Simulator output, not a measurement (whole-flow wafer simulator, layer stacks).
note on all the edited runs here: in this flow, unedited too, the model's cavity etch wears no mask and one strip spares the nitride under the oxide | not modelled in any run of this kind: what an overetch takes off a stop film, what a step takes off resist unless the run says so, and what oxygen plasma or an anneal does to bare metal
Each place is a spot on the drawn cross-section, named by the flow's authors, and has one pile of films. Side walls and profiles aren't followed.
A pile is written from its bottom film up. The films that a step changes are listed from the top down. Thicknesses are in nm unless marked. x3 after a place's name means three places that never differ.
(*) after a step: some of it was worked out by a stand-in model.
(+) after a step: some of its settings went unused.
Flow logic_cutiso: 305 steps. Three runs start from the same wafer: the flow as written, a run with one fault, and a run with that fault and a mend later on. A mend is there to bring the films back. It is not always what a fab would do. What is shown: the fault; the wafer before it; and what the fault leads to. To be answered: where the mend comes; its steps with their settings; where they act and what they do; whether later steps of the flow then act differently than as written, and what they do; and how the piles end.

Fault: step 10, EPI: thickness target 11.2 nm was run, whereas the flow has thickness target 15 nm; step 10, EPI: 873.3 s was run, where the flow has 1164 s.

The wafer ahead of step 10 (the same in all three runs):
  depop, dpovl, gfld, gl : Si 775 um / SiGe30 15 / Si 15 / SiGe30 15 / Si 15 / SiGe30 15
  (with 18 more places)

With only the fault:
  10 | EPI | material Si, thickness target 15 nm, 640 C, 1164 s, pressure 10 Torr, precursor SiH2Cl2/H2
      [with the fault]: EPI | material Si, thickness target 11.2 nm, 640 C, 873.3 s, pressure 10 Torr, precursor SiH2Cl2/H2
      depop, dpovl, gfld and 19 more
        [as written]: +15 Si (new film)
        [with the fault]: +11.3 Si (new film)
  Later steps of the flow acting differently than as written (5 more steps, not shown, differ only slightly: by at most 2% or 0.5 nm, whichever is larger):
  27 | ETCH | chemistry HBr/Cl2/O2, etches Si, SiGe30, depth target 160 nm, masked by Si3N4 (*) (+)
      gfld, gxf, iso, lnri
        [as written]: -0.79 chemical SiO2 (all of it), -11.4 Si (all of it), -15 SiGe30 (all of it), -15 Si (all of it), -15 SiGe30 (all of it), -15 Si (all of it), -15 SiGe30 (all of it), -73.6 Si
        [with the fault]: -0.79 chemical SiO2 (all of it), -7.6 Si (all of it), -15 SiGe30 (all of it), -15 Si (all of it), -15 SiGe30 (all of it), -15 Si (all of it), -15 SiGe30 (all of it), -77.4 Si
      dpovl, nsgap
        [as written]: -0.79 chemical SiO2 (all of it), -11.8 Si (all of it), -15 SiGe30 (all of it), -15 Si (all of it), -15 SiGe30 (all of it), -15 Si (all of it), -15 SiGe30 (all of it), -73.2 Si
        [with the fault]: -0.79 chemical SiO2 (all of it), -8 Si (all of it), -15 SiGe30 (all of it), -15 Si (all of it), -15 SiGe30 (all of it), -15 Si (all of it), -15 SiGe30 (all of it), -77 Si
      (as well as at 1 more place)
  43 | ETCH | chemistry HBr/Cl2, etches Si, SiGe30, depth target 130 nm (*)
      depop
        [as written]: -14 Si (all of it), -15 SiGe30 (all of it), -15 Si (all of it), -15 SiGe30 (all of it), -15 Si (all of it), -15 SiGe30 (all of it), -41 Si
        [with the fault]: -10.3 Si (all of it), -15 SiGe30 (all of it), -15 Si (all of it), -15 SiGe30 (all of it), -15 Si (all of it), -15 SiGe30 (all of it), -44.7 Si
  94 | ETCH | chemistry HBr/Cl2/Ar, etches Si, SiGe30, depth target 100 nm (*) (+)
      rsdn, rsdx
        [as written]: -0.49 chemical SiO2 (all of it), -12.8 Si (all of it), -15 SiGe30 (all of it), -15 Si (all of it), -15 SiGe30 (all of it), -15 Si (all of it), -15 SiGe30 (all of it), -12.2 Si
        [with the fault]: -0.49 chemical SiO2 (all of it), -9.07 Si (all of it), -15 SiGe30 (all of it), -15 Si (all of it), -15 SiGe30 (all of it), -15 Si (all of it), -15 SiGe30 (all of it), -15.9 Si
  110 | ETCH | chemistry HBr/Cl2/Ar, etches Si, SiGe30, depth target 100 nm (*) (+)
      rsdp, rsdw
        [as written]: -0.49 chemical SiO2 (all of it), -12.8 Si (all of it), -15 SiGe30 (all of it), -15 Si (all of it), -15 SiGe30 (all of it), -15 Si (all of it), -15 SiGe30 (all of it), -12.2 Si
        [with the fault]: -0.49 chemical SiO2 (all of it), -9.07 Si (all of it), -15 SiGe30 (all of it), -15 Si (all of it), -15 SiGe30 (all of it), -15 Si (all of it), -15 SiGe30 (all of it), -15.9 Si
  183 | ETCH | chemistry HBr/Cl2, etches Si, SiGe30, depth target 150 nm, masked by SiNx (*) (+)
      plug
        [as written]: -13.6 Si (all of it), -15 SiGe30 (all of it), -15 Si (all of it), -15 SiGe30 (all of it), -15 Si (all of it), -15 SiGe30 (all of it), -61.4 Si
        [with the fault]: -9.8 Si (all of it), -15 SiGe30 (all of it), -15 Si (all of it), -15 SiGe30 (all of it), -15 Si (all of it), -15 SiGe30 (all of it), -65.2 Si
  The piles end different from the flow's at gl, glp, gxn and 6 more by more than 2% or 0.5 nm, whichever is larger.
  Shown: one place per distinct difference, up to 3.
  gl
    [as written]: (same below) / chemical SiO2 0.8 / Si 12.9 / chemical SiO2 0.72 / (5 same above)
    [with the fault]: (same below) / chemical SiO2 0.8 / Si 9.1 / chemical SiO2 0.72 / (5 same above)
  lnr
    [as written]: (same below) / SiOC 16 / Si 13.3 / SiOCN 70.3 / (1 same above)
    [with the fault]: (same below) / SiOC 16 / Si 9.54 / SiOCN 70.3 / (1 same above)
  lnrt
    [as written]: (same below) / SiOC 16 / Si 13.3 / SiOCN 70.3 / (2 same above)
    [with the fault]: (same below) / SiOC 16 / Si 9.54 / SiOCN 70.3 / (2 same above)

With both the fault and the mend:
  The mend stands after step 11.
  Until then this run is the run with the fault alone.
  11a | EPI | material Si, thickness target 3.8 nm, 640 C, 295 s, pressure 10 Torr, precursor SiH2Cl2/H2 (the flow's step 10 again, with other settings)
      depop, dpovl, gfld and 19 more
        +3.8 Si
  None of the later steps of the flow differs from how it acts as written, at any place that is followed, by more than 2% or 0.5 nm, whichever is larger.
  When the end is reached, the piles differ only a little from the flow's at the places that both follow, at most by 2% or 0.5 nm, whichever is larger.
